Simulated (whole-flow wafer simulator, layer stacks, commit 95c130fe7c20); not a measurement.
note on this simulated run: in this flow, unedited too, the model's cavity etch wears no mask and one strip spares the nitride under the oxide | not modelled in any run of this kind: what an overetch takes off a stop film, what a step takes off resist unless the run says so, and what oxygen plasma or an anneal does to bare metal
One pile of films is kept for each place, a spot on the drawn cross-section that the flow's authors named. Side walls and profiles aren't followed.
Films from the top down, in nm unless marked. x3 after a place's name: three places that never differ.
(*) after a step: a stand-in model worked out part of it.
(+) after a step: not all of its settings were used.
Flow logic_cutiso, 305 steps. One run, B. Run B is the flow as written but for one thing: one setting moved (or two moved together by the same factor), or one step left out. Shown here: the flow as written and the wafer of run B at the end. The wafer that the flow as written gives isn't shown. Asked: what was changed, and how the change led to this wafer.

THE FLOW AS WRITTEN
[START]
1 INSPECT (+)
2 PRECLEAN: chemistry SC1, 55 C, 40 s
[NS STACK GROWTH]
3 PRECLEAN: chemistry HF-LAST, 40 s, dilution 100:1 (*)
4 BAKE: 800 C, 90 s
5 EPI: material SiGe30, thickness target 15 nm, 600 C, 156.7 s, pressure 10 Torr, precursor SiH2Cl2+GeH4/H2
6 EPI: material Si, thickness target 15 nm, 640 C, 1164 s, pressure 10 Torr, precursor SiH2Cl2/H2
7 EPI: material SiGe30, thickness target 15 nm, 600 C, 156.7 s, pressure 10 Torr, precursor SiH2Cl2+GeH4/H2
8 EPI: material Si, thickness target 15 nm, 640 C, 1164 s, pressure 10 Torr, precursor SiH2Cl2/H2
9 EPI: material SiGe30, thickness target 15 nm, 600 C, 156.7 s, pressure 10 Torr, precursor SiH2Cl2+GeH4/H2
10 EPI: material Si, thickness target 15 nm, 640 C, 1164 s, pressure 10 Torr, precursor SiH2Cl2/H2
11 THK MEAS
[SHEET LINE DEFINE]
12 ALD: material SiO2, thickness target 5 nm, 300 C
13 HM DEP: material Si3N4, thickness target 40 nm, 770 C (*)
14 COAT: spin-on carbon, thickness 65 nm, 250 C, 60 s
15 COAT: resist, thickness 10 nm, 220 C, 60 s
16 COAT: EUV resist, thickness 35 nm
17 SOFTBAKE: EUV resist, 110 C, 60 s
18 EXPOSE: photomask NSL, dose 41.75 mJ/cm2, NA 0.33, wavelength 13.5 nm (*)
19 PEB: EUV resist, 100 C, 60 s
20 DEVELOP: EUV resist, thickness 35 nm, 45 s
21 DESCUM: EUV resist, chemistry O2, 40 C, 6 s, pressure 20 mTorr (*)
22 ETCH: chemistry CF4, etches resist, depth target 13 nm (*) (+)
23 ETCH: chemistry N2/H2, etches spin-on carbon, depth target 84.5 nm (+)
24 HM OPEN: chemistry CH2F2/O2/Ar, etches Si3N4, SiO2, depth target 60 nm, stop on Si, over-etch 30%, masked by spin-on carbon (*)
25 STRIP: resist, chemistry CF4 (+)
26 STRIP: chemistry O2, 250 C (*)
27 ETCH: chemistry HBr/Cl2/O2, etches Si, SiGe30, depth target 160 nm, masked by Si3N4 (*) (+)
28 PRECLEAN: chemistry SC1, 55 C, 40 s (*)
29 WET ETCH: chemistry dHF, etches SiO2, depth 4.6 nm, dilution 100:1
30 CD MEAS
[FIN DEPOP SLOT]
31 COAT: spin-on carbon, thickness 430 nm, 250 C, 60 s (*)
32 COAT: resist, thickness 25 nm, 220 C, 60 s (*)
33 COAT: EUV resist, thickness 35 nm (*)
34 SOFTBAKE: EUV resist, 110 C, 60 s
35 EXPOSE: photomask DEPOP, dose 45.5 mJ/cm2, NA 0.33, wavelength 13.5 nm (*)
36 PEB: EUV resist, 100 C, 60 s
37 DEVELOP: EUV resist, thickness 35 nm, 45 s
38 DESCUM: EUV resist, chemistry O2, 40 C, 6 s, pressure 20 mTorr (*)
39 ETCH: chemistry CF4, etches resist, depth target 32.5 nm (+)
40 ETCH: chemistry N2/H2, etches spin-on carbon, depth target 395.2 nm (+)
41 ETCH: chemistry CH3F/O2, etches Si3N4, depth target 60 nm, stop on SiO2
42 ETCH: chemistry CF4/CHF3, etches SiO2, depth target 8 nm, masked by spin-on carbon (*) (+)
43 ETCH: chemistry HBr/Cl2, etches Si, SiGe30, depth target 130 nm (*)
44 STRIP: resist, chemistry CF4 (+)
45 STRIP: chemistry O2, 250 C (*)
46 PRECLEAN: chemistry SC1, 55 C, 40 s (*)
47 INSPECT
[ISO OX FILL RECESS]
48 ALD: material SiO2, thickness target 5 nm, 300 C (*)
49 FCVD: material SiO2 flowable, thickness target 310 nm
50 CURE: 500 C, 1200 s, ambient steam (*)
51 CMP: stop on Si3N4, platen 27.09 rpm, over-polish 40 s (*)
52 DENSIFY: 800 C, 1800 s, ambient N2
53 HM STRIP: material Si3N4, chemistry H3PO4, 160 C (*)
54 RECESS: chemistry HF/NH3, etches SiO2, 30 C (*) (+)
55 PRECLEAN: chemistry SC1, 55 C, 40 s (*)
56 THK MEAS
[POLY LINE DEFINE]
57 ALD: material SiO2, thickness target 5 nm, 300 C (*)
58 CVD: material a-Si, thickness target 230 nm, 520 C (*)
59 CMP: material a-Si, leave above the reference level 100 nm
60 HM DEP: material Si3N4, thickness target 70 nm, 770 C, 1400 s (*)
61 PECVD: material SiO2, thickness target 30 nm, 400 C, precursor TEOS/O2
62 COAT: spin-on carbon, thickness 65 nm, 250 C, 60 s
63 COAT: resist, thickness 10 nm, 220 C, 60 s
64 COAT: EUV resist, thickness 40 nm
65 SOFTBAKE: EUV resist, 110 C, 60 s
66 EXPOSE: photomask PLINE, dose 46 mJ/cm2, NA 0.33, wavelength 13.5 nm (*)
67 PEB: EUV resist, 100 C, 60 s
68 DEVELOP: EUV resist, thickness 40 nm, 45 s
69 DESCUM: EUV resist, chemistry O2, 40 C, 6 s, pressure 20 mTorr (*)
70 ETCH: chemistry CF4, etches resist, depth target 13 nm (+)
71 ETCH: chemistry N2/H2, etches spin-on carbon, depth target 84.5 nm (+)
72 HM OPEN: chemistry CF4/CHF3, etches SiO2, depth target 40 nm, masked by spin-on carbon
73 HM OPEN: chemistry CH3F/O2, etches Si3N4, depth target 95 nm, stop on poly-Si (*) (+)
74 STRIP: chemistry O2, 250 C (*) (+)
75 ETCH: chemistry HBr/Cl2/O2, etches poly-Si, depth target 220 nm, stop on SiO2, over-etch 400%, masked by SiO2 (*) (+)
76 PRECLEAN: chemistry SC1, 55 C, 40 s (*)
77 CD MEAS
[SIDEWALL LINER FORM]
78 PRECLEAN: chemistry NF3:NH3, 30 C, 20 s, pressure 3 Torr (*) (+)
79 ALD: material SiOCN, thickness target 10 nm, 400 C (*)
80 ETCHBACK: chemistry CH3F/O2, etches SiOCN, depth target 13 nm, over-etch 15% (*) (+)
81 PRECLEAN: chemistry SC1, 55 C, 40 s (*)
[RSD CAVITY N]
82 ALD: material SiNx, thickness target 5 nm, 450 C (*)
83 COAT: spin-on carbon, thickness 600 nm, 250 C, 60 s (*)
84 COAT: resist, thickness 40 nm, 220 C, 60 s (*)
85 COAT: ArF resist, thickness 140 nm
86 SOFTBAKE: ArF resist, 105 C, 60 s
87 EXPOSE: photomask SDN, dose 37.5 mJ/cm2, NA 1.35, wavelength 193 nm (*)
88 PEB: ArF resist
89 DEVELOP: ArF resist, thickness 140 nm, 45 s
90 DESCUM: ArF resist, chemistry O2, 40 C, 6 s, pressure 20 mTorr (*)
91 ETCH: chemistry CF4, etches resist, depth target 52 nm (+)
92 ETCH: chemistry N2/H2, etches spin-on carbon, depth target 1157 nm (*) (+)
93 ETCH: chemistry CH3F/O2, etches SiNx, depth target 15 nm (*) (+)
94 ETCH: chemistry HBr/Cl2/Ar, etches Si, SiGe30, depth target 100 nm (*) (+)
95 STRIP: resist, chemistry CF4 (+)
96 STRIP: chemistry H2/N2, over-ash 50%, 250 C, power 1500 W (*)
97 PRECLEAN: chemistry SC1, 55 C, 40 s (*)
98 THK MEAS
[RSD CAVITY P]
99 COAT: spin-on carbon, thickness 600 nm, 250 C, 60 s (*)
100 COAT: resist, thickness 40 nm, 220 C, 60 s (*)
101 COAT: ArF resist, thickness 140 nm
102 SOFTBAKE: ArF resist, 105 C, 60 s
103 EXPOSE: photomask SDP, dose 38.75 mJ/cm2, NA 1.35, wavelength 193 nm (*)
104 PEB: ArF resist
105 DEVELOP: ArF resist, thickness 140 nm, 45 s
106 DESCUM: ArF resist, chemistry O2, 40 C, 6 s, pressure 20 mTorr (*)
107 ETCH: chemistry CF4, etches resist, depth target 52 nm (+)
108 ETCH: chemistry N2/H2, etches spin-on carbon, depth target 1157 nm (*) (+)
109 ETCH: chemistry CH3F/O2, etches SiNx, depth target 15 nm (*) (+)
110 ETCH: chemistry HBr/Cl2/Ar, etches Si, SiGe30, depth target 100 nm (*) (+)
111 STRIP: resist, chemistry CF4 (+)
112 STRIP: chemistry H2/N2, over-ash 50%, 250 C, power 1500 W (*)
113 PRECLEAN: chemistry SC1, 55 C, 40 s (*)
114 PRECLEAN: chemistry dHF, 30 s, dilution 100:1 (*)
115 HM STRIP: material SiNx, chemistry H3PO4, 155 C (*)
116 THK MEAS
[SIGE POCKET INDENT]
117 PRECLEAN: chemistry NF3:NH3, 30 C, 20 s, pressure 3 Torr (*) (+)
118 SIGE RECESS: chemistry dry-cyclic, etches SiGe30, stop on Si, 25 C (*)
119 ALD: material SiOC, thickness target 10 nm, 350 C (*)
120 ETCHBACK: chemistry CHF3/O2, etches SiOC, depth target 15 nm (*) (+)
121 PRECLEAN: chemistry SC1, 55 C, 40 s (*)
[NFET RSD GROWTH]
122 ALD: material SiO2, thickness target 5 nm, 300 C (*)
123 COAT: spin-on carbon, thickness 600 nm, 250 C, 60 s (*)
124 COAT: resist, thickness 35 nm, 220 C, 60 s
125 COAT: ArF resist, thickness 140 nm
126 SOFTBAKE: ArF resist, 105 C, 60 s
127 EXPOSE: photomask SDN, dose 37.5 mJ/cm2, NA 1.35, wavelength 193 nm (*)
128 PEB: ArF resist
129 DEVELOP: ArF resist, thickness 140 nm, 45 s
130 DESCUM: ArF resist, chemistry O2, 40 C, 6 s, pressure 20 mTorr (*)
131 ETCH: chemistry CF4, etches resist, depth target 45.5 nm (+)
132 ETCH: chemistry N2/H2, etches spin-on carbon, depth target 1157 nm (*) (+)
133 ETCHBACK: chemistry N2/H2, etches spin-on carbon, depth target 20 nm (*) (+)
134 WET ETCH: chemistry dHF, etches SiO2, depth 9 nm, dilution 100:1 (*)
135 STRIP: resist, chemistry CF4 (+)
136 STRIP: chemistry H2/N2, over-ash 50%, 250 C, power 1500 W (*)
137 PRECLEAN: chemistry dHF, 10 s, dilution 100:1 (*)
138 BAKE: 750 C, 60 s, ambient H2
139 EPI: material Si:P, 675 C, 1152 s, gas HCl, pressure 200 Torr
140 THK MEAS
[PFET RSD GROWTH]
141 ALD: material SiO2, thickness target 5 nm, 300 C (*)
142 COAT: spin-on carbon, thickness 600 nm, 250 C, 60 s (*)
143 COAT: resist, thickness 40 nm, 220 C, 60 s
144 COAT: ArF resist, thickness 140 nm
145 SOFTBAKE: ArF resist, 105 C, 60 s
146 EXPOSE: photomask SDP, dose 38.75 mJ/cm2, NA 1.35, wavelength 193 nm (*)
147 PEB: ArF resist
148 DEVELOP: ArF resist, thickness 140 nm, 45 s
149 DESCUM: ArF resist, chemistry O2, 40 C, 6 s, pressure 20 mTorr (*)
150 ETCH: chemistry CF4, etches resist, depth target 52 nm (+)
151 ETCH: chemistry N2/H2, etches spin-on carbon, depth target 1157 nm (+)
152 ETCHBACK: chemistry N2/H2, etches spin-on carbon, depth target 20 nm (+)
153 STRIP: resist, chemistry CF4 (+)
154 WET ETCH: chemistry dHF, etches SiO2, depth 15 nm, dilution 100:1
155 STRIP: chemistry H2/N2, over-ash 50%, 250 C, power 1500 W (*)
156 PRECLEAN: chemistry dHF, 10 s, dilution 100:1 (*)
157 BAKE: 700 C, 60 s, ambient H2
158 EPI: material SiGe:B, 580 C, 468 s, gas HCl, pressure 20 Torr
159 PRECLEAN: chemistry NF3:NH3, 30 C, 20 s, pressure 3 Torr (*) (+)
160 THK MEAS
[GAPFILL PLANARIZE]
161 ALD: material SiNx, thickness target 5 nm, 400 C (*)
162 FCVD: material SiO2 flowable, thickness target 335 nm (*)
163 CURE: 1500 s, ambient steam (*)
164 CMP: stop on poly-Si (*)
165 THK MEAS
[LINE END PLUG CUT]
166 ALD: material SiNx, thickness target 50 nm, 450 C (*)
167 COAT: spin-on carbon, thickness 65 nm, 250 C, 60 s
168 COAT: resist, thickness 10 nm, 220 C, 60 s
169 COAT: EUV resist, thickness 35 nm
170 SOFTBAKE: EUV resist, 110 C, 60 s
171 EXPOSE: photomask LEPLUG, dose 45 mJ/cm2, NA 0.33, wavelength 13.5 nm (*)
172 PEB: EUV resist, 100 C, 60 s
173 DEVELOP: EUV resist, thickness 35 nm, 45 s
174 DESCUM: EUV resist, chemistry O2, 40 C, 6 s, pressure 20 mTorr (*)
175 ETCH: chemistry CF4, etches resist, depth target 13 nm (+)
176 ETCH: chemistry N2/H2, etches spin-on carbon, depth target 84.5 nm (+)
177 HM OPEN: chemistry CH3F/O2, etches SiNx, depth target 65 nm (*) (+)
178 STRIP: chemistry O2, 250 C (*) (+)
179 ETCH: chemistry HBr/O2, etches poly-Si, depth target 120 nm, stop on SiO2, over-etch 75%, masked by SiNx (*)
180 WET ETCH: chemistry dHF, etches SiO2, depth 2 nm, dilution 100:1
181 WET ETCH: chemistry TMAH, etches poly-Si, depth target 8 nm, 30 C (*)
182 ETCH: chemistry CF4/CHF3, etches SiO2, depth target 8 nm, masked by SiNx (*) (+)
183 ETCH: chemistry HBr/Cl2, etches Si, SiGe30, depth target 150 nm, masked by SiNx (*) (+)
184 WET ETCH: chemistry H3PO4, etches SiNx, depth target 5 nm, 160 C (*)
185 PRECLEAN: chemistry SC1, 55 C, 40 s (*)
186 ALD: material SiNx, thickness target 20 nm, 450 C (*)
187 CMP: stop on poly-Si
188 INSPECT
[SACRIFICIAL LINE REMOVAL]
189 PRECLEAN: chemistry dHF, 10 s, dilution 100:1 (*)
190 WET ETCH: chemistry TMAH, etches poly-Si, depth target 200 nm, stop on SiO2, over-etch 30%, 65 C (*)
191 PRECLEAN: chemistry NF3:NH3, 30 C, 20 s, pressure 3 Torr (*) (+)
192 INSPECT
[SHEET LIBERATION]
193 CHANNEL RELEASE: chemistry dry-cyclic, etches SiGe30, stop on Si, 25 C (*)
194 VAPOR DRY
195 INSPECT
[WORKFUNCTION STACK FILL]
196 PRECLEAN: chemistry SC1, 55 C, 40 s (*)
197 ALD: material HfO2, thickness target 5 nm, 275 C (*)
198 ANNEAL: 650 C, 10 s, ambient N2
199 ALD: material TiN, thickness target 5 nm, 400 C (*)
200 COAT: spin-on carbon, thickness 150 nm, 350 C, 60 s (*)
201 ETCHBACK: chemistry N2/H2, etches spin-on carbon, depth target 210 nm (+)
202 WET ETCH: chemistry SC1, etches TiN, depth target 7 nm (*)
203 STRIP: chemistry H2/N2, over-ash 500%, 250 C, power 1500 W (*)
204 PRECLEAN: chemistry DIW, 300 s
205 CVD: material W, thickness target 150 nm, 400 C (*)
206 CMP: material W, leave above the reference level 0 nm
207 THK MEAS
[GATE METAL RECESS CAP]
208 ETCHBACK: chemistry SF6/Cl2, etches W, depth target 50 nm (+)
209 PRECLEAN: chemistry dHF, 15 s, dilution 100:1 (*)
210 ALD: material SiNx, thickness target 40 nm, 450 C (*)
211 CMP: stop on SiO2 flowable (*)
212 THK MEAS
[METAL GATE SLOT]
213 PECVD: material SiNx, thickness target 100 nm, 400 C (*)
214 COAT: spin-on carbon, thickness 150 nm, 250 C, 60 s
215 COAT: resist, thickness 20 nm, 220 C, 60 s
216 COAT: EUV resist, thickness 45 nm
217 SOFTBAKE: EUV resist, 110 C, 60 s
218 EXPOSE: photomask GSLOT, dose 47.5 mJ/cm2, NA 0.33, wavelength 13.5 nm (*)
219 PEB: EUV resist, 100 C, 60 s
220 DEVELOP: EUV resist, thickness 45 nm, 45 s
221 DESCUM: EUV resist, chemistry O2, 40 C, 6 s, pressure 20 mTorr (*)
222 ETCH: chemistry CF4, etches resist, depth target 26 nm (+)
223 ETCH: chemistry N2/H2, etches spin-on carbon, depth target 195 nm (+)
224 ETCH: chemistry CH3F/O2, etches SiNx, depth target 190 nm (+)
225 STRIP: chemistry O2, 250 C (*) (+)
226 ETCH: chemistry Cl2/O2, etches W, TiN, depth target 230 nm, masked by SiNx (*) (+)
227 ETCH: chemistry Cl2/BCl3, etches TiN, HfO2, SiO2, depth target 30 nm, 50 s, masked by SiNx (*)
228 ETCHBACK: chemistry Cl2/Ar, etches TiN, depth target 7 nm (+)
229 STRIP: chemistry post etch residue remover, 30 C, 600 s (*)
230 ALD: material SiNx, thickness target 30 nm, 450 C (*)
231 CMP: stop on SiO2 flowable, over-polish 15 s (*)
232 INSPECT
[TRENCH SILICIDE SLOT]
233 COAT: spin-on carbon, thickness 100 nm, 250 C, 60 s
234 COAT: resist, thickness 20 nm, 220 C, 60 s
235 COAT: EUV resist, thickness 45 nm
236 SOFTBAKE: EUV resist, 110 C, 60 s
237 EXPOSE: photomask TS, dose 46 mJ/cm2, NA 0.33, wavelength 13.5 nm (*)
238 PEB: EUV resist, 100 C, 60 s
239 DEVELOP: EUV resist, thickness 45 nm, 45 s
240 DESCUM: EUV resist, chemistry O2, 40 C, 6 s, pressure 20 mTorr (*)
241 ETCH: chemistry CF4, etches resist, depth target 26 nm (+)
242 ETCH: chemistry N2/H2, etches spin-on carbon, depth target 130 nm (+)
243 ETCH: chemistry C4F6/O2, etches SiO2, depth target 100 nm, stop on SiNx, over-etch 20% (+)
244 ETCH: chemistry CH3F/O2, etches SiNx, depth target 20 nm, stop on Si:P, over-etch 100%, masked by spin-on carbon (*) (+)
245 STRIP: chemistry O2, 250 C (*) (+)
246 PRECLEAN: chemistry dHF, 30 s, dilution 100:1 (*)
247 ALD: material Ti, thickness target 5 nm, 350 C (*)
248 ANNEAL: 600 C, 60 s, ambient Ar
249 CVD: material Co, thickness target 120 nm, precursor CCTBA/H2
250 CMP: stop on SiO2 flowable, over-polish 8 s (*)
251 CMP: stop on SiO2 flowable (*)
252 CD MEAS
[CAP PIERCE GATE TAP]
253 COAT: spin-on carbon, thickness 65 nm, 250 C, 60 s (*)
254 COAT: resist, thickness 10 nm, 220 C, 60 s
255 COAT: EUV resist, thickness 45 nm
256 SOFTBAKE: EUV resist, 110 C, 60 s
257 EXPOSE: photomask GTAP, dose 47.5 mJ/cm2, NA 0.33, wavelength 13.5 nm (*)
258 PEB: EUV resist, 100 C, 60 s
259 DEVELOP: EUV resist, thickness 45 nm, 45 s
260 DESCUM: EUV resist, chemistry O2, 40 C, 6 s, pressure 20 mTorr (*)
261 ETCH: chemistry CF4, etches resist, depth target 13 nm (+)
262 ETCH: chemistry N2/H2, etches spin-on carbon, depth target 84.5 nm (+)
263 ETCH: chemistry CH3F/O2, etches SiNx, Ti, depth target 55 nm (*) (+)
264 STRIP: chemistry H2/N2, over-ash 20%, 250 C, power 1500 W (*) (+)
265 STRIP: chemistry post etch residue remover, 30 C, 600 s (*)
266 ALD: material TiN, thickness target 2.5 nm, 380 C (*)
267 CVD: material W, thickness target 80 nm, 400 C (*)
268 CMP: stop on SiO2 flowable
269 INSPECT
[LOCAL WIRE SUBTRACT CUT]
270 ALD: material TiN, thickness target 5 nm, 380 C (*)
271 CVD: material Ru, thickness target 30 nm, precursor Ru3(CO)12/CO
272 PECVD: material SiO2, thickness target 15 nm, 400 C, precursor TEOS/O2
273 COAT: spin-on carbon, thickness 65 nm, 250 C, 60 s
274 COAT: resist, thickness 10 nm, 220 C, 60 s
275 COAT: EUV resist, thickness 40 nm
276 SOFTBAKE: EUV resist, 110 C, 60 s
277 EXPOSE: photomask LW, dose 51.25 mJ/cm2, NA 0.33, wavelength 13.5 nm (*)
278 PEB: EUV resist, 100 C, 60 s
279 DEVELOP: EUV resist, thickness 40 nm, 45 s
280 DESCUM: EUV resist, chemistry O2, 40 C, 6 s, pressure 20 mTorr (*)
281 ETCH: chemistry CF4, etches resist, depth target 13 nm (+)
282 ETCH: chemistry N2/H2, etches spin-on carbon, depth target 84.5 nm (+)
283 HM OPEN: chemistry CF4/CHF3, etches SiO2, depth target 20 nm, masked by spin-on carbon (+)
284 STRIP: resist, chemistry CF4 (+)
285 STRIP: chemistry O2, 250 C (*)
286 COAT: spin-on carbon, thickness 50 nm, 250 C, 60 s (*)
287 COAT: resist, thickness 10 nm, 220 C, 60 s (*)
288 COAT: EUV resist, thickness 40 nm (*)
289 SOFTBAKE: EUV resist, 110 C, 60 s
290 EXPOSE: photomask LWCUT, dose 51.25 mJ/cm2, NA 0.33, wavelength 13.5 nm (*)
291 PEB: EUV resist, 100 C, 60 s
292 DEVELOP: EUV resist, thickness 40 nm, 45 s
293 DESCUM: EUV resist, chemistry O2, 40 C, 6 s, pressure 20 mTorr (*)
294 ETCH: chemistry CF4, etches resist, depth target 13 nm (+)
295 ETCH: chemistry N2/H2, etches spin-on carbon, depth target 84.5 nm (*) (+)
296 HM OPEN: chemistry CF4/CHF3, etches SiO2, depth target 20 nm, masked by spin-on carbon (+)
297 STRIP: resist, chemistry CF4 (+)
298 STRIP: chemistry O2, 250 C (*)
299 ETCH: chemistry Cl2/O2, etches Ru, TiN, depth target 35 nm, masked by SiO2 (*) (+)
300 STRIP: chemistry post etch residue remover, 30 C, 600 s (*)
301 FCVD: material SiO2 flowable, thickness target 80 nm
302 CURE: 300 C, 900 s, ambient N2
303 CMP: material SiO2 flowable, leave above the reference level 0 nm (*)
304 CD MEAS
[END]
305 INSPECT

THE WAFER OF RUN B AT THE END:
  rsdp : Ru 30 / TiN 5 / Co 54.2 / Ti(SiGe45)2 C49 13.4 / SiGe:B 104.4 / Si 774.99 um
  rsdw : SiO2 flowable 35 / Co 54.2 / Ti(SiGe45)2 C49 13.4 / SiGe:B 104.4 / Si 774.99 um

The cause: step 248, ANNEAL: 675 C was run, where the flow has 600 C.

How the change led to this, step by step:
  248 ANNEAL: 600 C, 60 s, ambient Ar
      rsdp, rsdw: Ti(SiGe45)2 C49 +13.4 (new film), Ti -5 (all of it), SiGe:B -12 (as written it would be: Ti(SiGe45) first +8.95 (new film), Ti -5 (all of it), SiGe:B -5.98)
